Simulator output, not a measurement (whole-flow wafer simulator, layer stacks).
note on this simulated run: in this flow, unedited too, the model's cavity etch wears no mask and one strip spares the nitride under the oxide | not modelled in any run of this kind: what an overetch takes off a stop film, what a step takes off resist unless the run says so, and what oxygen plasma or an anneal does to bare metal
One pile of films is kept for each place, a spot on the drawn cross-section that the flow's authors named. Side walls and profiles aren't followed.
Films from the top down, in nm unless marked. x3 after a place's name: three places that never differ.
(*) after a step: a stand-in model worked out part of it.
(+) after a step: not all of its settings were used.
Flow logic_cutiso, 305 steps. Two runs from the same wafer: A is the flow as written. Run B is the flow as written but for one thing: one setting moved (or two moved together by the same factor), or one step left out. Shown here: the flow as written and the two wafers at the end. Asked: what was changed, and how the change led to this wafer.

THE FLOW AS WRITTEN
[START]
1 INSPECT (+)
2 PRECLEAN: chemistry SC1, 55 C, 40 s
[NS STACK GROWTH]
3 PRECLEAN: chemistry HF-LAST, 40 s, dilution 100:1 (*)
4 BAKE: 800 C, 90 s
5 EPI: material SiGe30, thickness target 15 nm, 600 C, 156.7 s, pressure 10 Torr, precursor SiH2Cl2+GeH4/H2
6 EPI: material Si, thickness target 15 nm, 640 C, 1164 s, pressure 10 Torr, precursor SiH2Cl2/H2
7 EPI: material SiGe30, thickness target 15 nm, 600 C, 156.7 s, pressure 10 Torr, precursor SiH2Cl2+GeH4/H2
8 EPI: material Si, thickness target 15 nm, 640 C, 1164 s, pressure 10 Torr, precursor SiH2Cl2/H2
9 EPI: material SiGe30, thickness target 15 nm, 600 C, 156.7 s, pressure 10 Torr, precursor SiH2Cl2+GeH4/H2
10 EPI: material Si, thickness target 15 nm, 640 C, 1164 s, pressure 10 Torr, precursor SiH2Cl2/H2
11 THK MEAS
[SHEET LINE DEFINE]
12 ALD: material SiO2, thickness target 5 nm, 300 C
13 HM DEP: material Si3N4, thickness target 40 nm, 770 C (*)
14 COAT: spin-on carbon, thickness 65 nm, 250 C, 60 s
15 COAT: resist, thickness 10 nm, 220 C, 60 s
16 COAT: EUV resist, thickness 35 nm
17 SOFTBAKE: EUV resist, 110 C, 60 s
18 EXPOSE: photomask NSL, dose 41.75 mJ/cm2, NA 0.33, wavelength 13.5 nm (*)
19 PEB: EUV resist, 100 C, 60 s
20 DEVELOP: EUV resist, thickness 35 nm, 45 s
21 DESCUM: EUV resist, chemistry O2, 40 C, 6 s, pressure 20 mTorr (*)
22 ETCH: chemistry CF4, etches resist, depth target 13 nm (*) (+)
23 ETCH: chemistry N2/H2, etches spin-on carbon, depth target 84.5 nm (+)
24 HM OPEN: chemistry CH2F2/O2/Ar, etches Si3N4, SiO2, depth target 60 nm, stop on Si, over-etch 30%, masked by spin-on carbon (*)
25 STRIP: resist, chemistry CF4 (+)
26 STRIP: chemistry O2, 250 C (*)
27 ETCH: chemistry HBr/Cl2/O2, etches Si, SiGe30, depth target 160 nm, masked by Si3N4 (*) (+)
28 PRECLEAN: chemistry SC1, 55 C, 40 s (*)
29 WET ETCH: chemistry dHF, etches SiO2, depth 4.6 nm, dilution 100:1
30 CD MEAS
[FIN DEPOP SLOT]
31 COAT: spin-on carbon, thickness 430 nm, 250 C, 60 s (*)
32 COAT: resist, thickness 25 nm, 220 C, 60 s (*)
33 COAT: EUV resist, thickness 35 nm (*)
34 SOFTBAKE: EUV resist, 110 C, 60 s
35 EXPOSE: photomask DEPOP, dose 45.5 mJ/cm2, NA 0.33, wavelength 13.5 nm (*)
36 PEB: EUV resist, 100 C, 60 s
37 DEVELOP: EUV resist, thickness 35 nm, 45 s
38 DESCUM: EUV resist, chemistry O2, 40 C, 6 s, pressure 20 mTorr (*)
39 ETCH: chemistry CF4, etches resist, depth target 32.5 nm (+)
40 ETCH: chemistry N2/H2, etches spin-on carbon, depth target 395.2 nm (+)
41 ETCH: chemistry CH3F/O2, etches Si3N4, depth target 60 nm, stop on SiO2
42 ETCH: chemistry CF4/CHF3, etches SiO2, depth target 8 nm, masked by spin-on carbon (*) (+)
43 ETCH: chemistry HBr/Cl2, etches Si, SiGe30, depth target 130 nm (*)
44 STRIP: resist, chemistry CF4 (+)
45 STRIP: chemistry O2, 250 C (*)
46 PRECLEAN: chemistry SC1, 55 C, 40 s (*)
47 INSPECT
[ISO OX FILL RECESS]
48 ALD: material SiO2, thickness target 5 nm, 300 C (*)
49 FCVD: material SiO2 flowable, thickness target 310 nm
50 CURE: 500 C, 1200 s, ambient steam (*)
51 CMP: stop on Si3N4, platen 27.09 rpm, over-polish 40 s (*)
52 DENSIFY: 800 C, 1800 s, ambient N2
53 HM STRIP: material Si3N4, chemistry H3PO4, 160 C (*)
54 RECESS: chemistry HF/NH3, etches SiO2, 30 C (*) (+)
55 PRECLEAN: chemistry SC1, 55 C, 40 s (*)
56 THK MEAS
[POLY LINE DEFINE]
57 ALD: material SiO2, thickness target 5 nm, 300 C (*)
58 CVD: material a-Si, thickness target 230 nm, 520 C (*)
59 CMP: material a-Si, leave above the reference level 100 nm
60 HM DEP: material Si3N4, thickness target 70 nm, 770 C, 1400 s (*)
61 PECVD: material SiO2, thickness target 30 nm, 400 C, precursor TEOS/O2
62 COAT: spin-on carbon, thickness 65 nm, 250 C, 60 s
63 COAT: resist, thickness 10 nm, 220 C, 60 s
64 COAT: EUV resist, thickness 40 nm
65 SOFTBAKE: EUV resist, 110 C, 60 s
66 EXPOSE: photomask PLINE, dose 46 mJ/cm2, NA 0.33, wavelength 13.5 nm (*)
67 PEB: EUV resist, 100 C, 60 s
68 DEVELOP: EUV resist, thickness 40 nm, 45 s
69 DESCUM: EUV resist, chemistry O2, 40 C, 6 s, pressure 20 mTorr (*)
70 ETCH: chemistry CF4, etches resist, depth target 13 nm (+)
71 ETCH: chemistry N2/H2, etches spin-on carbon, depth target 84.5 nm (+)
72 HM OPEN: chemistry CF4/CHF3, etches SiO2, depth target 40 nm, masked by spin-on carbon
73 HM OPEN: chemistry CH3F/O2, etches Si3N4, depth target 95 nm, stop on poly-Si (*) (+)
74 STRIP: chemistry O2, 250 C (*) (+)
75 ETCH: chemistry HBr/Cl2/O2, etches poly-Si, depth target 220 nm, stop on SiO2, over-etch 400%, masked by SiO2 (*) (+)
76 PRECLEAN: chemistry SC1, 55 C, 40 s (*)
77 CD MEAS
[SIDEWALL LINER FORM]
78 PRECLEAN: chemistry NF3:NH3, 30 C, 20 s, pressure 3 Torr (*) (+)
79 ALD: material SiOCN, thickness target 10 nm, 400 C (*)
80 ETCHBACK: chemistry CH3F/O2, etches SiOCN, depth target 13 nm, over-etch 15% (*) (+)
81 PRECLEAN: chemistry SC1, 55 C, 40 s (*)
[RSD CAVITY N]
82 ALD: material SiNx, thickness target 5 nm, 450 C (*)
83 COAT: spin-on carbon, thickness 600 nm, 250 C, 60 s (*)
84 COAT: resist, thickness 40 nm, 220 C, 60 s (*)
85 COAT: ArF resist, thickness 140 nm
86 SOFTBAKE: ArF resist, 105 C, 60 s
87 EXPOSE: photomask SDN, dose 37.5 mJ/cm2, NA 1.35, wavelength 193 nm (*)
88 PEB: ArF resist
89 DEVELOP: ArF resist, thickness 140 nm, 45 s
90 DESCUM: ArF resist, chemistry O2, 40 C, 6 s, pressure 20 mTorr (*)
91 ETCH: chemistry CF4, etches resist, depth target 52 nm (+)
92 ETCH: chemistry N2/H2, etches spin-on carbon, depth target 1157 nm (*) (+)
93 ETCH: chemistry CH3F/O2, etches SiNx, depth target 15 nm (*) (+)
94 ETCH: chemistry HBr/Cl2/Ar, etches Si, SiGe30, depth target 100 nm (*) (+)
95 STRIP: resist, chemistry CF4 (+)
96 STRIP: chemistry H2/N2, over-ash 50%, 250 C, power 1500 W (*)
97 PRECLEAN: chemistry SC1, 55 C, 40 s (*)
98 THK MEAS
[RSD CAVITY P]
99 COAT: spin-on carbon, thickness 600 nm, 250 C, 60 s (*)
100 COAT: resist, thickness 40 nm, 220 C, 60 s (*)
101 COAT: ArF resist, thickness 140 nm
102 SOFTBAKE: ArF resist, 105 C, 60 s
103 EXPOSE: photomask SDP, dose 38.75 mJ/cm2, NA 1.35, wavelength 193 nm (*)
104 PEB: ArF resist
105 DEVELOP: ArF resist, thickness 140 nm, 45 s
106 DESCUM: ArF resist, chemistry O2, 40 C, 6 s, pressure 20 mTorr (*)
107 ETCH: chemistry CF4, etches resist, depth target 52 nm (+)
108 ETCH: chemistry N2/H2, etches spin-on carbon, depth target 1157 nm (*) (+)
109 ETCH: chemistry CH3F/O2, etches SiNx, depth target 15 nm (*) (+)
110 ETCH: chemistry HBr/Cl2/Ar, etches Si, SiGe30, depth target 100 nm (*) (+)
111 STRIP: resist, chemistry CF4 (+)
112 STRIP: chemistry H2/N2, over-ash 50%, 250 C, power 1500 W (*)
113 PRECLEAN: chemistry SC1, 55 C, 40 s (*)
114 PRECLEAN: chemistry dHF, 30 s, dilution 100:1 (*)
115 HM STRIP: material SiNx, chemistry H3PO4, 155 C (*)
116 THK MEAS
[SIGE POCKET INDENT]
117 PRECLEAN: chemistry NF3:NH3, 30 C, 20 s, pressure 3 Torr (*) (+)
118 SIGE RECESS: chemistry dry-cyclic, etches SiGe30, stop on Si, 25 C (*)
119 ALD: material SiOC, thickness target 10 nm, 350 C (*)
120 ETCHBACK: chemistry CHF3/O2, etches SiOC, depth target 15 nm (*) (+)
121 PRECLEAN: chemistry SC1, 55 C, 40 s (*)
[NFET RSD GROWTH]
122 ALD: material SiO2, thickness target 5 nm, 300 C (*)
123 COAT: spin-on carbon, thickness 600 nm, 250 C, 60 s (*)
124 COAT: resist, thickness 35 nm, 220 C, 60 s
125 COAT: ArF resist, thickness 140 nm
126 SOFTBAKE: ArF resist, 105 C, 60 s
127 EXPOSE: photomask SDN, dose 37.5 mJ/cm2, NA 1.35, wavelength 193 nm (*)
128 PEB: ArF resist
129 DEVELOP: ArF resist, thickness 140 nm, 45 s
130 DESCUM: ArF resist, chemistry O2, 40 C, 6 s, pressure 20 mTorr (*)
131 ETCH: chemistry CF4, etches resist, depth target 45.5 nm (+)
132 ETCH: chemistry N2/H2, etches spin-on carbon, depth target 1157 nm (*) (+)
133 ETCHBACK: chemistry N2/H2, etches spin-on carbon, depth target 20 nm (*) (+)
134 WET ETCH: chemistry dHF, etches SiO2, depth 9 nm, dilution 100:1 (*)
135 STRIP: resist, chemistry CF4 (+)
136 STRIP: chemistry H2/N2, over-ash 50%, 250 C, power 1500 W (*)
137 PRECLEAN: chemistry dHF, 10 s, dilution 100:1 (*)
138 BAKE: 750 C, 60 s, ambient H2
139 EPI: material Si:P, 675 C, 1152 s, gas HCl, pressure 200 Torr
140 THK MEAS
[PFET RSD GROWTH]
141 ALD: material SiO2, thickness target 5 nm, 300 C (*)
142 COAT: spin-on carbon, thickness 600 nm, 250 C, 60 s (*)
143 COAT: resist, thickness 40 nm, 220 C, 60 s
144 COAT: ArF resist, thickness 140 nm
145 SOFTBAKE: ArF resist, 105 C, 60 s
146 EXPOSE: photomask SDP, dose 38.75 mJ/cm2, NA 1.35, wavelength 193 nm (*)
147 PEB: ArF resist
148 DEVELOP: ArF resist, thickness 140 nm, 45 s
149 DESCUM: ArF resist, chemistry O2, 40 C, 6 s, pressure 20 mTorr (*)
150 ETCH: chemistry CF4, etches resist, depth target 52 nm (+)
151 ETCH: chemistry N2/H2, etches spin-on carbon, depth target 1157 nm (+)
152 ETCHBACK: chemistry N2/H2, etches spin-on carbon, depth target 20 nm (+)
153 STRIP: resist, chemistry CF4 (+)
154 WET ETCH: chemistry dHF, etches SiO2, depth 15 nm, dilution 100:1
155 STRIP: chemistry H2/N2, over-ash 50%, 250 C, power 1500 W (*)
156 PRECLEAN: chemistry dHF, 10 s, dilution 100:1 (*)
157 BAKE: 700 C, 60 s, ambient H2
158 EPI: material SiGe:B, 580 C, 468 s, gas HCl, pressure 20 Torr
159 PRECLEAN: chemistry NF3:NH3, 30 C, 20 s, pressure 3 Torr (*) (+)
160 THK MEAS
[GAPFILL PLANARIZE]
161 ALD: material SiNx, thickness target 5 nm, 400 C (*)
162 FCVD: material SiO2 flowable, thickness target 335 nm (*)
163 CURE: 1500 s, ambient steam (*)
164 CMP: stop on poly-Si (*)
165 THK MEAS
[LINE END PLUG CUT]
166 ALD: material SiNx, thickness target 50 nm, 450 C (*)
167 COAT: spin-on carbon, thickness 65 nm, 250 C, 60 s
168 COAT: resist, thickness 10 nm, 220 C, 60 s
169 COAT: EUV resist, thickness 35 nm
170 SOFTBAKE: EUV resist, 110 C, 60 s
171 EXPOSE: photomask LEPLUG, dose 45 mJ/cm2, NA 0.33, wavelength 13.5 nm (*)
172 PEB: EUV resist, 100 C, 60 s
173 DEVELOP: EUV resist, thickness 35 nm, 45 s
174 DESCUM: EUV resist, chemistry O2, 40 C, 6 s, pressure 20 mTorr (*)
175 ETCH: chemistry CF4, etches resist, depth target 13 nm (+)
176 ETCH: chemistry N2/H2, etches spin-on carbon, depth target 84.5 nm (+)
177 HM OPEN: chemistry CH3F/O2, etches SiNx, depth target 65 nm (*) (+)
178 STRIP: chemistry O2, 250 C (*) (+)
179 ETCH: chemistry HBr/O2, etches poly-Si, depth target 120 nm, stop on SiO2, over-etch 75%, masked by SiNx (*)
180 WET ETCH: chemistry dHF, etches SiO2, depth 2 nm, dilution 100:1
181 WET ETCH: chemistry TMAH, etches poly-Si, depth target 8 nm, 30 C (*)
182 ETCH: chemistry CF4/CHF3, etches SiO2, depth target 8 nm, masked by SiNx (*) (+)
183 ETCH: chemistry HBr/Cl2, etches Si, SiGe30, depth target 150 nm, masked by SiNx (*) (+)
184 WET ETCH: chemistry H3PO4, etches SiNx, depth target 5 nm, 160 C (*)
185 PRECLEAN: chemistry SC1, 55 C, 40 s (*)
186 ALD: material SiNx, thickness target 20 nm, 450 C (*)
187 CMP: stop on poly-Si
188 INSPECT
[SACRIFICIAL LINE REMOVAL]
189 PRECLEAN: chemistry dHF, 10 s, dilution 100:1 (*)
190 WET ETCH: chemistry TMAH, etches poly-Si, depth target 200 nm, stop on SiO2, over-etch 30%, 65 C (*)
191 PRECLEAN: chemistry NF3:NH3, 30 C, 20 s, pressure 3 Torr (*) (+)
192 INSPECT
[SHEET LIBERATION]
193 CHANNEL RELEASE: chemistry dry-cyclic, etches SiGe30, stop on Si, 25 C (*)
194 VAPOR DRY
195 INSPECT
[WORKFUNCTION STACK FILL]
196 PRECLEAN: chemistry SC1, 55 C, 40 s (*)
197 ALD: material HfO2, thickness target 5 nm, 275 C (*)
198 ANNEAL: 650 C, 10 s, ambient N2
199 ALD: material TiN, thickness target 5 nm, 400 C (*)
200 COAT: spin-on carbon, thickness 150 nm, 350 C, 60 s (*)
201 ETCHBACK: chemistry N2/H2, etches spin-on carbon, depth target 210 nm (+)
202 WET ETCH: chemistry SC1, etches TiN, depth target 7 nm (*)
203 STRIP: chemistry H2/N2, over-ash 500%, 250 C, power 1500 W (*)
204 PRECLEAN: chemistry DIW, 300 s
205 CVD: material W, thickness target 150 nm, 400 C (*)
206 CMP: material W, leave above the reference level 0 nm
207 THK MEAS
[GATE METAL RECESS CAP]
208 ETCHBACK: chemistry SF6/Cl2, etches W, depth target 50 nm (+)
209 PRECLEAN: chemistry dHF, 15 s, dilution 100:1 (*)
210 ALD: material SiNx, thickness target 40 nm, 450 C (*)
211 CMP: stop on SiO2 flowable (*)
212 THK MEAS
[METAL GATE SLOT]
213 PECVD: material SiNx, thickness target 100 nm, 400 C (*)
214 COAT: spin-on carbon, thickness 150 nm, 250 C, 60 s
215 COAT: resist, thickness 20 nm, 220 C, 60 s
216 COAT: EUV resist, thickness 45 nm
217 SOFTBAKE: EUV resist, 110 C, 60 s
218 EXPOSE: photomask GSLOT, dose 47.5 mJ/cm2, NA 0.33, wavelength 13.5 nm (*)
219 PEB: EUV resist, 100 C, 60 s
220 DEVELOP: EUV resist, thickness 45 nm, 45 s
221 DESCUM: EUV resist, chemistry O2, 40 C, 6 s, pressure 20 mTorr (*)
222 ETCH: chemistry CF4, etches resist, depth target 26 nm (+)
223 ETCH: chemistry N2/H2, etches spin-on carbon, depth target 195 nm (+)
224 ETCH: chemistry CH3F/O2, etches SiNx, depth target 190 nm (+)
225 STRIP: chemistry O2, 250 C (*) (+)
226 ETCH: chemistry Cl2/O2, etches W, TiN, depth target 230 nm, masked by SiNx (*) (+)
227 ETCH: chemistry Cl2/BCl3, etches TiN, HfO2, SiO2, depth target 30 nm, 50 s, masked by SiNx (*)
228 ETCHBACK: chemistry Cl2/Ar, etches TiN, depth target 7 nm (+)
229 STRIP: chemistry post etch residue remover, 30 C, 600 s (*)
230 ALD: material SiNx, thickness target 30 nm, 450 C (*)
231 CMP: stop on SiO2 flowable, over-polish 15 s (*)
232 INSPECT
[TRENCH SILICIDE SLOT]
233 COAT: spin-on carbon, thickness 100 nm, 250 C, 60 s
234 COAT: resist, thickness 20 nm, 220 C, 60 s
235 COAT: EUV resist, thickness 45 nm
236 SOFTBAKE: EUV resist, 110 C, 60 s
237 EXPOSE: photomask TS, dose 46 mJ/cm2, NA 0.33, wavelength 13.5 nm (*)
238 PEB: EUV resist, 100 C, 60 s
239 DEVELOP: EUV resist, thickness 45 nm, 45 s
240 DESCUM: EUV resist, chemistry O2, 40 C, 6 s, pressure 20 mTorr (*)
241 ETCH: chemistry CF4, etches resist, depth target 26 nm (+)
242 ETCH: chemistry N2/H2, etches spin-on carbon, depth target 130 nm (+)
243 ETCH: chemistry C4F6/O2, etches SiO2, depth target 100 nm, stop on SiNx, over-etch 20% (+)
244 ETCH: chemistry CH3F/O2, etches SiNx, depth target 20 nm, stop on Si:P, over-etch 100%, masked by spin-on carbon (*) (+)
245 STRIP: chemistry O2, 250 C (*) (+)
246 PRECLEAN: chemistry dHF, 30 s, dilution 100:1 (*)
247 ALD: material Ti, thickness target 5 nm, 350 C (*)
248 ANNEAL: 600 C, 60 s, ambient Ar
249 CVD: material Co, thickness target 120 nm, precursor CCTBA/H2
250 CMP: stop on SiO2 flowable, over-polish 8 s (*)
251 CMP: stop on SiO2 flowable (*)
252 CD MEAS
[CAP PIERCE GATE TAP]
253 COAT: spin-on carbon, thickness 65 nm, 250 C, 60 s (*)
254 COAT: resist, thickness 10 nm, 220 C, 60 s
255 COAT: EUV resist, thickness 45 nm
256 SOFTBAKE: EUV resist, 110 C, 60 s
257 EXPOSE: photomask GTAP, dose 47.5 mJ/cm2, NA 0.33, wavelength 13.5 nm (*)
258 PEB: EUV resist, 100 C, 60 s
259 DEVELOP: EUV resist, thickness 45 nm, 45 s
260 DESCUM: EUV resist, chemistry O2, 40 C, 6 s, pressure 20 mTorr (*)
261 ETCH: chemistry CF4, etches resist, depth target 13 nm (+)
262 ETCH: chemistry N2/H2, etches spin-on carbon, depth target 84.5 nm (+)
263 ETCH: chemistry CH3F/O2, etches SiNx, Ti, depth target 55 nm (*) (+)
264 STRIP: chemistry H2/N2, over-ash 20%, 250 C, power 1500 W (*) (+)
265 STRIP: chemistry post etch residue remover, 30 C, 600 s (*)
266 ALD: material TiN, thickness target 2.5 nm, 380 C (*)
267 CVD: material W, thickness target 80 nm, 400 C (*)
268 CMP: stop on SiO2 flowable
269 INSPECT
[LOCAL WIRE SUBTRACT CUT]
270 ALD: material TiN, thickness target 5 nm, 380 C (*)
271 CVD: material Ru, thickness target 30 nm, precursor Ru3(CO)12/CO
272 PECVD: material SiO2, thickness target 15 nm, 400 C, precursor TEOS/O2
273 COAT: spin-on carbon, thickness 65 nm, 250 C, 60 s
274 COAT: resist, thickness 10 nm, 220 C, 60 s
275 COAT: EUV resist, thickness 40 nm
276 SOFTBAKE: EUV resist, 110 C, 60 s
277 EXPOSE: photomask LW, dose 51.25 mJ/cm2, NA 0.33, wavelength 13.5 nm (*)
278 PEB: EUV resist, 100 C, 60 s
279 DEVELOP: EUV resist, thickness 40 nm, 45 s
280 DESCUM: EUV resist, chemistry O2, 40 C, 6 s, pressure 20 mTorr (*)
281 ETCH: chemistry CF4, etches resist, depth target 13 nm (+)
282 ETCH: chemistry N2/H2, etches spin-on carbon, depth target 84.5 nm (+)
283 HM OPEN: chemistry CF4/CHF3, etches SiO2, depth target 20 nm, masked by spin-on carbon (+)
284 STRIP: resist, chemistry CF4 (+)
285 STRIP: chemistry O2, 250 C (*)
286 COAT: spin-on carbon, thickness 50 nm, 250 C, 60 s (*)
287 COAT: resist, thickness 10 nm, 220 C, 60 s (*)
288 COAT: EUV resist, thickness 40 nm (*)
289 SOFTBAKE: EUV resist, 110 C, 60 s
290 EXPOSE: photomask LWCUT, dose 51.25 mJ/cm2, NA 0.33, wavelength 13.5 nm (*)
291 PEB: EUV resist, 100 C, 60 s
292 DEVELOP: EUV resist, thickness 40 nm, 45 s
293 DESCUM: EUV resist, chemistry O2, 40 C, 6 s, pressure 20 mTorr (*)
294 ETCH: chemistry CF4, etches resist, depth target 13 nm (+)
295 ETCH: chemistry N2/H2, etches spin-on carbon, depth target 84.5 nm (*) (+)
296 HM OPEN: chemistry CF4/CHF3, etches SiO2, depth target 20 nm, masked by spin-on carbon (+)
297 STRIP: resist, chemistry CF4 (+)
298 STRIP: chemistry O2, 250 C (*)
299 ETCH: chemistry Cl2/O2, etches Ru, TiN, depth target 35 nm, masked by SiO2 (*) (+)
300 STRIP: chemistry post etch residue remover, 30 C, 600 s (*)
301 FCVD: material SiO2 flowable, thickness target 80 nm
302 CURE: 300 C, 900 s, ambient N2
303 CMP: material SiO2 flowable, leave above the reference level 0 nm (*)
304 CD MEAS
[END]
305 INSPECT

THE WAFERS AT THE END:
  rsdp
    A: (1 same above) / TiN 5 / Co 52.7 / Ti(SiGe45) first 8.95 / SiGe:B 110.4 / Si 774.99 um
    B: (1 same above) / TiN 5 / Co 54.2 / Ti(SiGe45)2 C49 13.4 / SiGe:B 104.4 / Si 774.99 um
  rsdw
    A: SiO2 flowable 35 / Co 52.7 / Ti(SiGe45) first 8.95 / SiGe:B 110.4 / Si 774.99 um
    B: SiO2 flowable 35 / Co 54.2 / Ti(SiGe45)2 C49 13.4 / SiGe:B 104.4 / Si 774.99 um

The cause: step 248, ANNEAL: 675 C was run, where the flow has 600 C.

How the change led to this, step by step:
  248 ANNEAL: 600 C, 60 s, ambient Ar
      rsdp, rsdw: A Ti(SiGe45) first +8.95 (new film), Ti -5 (all of it), SiGe:B -5.98 | B Ti(SiGe45)2 C49 +13.4 (new film), Ti -5 (all of it), SiGe:B -12
